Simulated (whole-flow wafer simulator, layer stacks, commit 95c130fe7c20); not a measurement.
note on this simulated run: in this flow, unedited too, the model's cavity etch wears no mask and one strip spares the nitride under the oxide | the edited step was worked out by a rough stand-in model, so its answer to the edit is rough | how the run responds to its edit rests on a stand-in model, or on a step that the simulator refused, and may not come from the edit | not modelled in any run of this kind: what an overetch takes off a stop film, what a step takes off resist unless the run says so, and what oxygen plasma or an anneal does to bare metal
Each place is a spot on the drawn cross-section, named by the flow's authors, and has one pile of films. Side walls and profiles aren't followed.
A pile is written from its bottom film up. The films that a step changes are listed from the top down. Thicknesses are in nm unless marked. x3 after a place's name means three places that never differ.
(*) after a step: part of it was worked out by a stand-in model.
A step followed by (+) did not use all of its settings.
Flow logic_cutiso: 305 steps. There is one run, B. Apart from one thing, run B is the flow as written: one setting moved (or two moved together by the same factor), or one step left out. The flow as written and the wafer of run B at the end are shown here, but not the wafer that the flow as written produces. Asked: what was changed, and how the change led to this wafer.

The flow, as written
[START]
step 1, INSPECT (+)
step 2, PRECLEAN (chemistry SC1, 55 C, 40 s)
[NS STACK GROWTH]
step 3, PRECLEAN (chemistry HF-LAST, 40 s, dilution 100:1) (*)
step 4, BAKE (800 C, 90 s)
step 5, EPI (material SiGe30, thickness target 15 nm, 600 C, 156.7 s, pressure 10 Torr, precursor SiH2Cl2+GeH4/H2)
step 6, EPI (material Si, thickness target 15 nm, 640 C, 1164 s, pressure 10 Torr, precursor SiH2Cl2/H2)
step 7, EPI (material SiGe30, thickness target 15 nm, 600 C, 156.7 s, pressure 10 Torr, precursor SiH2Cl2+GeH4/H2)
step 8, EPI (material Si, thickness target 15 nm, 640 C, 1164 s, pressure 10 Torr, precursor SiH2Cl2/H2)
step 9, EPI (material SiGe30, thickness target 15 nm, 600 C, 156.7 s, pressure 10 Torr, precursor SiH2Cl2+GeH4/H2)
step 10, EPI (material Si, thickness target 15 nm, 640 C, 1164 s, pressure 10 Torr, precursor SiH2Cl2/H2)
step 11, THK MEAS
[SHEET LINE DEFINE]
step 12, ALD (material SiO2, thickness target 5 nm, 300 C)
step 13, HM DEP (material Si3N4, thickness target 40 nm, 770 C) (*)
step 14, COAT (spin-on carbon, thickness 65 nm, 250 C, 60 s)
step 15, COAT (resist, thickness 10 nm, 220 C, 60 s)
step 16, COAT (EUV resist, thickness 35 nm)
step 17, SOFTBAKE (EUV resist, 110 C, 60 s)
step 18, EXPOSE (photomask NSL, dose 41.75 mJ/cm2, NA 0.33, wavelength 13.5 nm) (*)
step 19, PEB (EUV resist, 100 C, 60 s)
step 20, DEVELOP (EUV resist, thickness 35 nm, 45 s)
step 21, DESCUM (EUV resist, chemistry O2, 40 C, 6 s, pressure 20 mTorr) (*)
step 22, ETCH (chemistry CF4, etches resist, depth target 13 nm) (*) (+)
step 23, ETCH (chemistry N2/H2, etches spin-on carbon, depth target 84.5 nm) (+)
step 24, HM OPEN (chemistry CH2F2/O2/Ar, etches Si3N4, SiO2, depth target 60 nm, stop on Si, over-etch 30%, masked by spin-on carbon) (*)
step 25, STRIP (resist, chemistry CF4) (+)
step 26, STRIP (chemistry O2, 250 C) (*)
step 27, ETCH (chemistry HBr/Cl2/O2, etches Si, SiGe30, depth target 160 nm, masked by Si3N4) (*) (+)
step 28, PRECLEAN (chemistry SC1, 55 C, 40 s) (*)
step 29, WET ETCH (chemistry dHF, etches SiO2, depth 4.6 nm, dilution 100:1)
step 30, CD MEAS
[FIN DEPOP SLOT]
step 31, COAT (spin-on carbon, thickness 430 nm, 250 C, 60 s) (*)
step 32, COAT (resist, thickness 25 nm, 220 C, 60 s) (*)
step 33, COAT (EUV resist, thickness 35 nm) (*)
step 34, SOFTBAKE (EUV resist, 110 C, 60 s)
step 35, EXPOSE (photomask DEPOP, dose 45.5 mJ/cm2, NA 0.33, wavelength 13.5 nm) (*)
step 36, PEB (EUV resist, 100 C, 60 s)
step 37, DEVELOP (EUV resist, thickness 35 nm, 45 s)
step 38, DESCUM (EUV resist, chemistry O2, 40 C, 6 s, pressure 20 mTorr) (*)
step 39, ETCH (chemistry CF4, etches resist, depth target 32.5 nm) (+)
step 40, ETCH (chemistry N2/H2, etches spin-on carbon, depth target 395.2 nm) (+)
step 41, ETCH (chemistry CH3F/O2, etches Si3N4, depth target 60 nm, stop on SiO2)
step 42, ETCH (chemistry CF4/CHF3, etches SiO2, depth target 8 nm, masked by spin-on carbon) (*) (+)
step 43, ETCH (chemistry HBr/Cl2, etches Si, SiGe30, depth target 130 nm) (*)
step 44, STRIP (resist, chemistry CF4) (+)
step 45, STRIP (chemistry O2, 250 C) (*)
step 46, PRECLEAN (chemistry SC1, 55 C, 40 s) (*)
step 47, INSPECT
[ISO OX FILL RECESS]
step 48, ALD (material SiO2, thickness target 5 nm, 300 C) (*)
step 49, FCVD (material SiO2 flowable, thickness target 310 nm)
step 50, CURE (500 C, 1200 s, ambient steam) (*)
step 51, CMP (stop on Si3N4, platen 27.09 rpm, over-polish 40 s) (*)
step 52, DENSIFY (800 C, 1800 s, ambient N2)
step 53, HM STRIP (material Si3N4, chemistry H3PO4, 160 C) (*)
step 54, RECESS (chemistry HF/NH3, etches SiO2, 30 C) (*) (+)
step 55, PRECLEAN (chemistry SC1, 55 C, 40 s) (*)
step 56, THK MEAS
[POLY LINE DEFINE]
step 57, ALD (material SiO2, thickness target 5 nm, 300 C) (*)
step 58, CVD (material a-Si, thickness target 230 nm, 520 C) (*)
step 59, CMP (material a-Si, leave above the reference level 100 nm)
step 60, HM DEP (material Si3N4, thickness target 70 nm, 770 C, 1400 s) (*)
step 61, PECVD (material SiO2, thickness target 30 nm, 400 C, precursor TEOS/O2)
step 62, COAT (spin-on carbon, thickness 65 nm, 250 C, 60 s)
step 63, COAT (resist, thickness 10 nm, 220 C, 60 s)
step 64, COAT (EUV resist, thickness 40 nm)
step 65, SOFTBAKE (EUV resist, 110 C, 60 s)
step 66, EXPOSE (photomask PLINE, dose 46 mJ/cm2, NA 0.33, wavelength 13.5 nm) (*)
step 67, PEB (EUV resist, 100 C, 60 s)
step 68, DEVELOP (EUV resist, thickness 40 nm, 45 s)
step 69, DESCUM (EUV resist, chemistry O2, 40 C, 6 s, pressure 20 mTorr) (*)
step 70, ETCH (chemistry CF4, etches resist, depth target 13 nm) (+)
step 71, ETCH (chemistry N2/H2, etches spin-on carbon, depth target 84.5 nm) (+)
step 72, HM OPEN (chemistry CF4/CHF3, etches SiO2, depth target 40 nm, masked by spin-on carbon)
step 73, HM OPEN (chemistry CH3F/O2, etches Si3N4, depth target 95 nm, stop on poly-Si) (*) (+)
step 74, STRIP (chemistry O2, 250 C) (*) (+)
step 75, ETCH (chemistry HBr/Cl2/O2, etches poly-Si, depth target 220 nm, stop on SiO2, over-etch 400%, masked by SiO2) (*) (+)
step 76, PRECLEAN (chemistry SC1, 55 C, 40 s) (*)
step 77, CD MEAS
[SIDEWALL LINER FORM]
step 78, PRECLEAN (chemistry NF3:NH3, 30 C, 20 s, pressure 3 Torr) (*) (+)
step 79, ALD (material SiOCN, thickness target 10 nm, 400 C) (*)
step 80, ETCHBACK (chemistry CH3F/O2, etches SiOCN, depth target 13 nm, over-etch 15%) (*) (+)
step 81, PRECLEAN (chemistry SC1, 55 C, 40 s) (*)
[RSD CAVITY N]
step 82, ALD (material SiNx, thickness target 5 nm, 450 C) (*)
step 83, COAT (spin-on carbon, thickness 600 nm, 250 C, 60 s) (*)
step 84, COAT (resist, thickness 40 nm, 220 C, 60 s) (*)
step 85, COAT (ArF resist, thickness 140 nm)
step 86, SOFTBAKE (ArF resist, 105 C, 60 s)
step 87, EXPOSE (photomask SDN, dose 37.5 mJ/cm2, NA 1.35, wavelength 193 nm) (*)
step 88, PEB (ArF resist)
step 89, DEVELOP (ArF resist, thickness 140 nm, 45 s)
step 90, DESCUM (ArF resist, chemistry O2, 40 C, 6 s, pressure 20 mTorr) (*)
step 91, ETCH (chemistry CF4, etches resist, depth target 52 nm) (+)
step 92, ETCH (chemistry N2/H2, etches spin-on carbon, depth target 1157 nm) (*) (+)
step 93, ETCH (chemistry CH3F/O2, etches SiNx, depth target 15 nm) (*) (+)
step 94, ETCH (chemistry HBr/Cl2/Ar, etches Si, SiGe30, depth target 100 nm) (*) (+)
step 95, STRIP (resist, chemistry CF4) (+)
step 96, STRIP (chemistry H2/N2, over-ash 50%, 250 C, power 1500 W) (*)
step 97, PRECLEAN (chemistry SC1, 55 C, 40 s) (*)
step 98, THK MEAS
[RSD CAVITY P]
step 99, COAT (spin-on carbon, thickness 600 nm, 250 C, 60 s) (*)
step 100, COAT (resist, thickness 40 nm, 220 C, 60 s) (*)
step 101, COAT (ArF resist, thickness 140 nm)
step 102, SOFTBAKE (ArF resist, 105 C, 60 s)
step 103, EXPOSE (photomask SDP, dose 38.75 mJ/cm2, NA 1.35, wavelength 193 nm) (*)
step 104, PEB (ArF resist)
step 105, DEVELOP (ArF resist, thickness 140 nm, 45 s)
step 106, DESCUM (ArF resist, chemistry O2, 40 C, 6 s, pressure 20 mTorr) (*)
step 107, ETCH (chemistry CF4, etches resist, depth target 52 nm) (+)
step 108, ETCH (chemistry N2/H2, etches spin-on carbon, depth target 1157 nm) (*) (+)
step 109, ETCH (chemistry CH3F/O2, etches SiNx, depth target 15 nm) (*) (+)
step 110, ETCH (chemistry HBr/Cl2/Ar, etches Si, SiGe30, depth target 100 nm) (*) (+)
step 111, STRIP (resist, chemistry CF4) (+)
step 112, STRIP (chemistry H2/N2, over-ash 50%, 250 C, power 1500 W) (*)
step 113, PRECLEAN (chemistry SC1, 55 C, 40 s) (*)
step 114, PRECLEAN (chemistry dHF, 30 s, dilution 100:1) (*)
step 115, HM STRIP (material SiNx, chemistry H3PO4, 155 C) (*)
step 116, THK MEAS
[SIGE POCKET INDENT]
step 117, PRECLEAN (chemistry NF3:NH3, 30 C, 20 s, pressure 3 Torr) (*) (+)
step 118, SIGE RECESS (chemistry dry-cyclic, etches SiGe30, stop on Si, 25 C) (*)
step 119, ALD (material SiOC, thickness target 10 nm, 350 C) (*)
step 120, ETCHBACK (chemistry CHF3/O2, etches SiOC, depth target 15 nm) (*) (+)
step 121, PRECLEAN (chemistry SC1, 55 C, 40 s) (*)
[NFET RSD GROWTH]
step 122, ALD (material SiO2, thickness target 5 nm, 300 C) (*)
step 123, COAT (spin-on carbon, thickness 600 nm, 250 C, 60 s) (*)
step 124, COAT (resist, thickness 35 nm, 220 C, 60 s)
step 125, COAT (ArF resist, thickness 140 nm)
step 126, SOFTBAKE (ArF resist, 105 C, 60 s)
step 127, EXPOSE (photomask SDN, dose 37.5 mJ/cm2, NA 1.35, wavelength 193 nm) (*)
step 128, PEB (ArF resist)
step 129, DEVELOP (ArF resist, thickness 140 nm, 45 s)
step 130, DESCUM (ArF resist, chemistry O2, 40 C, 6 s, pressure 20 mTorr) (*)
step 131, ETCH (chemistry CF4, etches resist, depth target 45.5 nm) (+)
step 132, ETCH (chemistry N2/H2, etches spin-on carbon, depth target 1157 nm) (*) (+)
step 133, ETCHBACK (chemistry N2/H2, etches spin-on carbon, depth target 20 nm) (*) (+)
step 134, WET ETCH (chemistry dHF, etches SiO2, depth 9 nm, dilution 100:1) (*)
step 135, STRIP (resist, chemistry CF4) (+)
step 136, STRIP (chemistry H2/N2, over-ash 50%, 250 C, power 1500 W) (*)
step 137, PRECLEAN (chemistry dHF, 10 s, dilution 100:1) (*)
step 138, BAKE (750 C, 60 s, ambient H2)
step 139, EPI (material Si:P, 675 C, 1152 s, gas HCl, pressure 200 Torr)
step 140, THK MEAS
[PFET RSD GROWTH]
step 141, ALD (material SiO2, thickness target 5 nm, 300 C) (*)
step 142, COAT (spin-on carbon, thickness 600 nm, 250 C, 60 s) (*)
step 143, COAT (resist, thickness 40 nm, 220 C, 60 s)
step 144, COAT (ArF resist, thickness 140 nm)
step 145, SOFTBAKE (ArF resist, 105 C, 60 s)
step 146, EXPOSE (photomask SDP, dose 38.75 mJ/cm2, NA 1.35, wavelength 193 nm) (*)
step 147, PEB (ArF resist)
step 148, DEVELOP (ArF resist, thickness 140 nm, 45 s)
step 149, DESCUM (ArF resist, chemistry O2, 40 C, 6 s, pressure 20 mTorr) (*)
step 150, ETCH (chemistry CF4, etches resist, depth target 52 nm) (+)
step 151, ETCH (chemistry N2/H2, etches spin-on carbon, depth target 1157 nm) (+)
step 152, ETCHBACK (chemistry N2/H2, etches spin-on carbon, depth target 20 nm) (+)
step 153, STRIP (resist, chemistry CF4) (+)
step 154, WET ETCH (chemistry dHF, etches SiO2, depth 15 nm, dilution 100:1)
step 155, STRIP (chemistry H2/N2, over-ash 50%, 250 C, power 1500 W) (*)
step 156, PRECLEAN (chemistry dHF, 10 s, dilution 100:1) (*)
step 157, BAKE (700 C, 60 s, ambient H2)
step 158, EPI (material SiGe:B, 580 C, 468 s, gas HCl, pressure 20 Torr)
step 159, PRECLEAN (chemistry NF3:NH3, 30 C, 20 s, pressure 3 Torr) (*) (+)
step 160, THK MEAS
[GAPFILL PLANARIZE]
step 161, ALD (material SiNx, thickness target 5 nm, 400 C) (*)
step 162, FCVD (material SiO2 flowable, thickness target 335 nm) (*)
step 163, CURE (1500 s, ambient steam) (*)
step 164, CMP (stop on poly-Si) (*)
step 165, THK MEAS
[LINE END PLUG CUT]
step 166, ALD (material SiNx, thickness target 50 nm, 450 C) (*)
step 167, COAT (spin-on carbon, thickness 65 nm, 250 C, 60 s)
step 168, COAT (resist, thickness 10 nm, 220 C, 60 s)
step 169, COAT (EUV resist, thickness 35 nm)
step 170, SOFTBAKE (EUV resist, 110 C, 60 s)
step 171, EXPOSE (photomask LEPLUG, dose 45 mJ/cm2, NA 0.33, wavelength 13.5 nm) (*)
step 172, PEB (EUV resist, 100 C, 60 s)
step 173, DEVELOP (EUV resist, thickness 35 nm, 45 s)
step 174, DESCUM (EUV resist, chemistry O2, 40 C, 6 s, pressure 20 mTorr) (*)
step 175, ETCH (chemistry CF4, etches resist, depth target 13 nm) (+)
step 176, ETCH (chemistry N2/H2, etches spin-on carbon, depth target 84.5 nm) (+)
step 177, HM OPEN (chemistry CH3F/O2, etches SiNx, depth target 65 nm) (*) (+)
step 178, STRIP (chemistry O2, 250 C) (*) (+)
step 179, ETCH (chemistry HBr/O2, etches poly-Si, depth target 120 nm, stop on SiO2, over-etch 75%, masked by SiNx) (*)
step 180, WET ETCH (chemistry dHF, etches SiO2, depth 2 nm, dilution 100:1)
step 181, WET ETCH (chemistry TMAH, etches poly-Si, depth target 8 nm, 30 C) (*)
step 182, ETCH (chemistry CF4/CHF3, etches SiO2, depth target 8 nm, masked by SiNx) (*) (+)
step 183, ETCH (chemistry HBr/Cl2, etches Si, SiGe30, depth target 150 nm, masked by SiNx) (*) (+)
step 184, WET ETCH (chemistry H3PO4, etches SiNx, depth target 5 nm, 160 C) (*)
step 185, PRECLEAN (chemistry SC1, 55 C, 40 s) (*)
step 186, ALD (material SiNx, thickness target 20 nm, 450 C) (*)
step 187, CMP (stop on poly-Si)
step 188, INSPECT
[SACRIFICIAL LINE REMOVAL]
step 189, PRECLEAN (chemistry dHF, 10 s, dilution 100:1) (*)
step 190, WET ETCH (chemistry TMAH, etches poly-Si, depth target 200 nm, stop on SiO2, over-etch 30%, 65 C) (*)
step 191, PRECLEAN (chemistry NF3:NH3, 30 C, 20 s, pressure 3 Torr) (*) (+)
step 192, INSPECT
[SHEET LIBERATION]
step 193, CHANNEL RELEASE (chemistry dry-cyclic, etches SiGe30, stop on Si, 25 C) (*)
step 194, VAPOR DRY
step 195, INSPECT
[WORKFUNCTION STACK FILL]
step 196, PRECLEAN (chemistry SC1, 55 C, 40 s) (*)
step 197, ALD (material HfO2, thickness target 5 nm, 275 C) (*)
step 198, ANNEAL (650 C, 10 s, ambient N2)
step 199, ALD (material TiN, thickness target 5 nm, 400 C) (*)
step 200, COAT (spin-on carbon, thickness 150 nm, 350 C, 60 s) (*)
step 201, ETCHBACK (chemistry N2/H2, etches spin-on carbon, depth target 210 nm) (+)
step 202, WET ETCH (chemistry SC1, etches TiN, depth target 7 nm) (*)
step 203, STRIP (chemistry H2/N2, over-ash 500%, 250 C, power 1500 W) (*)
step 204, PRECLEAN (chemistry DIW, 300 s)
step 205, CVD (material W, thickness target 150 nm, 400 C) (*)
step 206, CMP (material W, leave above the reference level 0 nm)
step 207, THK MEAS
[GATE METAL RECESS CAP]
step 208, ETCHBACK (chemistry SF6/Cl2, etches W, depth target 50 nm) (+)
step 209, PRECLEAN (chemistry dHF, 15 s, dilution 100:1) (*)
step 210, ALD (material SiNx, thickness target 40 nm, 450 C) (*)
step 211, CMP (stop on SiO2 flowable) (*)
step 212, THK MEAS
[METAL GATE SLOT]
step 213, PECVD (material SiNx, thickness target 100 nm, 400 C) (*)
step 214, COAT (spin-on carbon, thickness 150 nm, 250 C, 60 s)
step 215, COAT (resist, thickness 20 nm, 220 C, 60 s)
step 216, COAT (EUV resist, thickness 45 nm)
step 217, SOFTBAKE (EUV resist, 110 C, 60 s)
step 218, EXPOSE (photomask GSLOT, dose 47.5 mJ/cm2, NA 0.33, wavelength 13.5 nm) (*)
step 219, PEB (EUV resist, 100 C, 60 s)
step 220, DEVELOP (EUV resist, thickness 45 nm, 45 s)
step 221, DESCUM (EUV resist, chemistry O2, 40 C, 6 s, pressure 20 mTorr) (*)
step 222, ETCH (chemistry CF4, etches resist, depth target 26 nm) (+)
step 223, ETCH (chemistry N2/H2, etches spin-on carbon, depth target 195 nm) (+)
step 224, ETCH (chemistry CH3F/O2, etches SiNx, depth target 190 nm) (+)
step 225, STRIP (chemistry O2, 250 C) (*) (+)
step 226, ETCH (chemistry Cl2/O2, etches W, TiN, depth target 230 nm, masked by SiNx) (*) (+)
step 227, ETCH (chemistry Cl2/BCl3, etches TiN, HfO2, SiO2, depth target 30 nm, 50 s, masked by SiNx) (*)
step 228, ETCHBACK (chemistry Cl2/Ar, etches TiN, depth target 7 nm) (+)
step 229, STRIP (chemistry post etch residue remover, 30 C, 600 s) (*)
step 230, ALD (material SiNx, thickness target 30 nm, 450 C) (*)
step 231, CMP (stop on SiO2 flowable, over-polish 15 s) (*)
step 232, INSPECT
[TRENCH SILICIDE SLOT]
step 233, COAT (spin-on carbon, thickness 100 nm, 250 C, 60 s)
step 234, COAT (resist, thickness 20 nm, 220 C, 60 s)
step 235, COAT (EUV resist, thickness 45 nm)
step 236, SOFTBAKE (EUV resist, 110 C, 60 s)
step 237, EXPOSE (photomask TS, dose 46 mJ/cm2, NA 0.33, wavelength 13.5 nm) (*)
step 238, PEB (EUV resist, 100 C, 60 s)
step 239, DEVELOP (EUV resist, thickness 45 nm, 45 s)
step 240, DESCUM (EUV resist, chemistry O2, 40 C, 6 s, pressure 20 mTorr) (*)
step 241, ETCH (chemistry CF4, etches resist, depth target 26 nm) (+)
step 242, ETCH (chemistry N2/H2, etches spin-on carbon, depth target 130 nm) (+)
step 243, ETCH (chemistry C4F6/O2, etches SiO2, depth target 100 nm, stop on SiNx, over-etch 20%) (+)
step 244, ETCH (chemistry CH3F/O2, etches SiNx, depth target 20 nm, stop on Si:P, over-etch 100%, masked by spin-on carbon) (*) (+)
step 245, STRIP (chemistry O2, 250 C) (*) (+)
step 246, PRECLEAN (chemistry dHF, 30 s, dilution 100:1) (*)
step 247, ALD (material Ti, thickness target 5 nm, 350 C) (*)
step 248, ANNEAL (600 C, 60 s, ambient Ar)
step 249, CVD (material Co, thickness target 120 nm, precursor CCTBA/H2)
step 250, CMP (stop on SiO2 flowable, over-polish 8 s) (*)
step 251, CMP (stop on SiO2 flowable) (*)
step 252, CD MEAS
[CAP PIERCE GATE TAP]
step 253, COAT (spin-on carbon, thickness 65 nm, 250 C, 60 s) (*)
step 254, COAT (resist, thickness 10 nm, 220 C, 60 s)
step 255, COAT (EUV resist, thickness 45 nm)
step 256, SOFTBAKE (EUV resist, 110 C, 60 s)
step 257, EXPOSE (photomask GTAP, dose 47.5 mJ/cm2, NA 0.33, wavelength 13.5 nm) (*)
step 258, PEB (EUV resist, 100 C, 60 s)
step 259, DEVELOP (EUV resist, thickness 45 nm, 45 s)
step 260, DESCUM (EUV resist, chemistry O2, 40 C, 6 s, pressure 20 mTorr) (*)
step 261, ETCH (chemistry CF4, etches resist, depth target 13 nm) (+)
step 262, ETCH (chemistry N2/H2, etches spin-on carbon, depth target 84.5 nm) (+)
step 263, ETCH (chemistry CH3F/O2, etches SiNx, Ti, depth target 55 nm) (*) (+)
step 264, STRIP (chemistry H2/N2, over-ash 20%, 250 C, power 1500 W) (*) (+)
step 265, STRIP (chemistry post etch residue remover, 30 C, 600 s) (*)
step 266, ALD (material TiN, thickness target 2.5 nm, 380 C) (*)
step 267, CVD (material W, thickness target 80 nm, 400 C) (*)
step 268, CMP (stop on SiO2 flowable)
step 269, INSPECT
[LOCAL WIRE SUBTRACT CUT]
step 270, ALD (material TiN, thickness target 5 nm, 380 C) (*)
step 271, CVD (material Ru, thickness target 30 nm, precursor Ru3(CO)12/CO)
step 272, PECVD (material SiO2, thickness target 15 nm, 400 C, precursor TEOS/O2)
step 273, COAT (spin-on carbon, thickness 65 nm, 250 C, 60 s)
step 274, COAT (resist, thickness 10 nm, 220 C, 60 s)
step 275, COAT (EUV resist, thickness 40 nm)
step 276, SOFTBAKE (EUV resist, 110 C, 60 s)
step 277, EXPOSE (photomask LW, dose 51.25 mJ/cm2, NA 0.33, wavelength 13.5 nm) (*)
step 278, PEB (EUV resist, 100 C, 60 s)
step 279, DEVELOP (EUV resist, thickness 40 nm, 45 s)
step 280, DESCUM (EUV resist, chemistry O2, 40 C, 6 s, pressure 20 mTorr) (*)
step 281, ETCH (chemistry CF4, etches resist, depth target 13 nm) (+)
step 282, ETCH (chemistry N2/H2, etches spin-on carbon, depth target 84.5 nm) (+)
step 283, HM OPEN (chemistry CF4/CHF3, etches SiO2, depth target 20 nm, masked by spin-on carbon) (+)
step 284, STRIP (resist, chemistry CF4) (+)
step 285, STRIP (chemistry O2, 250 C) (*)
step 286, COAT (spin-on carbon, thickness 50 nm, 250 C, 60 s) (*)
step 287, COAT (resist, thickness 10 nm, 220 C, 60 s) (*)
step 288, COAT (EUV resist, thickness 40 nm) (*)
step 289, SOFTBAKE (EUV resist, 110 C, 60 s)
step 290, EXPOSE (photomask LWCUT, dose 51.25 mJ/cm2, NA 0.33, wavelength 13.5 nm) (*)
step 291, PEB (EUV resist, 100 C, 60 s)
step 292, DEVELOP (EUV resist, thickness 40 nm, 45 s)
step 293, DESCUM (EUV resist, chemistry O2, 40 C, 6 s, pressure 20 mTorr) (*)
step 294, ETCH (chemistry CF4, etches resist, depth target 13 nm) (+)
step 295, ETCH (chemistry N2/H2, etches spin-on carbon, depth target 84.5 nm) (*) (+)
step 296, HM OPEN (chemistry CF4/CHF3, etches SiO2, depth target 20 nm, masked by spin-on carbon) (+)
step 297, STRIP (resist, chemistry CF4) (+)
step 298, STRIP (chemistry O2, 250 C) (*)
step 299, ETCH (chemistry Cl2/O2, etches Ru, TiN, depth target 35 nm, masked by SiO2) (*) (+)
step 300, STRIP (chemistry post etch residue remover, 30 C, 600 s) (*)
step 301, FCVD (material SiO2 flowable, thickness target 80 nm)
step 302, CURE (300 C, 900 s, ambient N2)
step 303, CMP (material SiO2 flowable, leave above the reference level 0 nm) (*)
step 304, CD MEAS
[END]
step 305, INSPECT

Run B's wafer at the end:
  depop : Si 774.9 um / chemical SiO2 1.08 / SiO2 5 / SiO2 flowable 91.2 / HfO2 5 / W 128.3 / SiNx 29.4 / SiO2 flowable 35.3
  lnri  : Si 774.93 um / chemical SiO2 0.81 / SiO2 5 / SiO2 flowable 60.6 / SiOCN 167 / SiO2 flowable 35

What caused this: step 43, ETCH: depth target 188.5 nm was run, whereas the flow has depth target 130 nm.

How this came from the change, step by step:
  step 43, ETCH (chemistry HBr/Cl2, etches Si, SiGe30, depth target 130 nm) (*)
      dpovl, gl, glp and 16 more: -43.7 spin-on carbon (as written it would have been: -32 spin-on carbon)
      depop: -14 Si (all of it), -15 SiGe30 (all of it), -15 Si (all of it), -15 SiGe30 (all of it), -15 Si (all of it), -15 SiGe30 (all of it), -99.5 Si (as written it would have been: -14 Si (all of it), -15 SiGe30 (all of it), -15 Si (all of it), -15 SiGe30 (all of it), -15 Si (all of it), -15 SiGe30 (all of it), -41 Si)
      (and at 2 other places as well)
  step 45, STRIP (chemistry O2, 250 C) (*)
      gfld, lnri: +0.81 chemical SiO2 (new film), -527 spin-on carbon (all of it), -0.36 Si (as written it would have been: +0.82 chemical SiO2 (new film), -538.7 spin-on carbon (all of it), -0.36 Si)
      glp, tap: -335.9 spin-on carbon (all of it) (as written it would have been: -347.6 spin-on carbon (all of it))
      (and at 17 other places as well)
  step 49, FCVD (material SiO2 flowable, thickness target 310 nm)
      depop: +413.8 SiO2 flowable (new film) (as written it would have been: +359.9 SiO2 flowable (new film))
      ns: +196.7 SiO2 flowable (new film) (as written it would have been: +201.3 SiO2 flowable (new film))
  step 51, CMP (stop on Si3N4, platen 27.09 rpm, over-polish 40 s) (*)
      depop: -195.7 SiO2 flowable (as written it would have been: -200.5 SiO2 flowable)
      dpovl: -195.6 SiO2 flowable (as written it would have been: -200.4 SiO2 flowable)
      (and at 3 other places as well)
  step 52, DENSIFY (800 C, 1800 s, ambient N2)
      depop: -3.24 SiO2 flowable (as written it would have been: -2.32 SiO2 flowable)
      nsgap: -2.87 SiO2 flowable (as written it would have been: -2.13 SiO2 flowable)
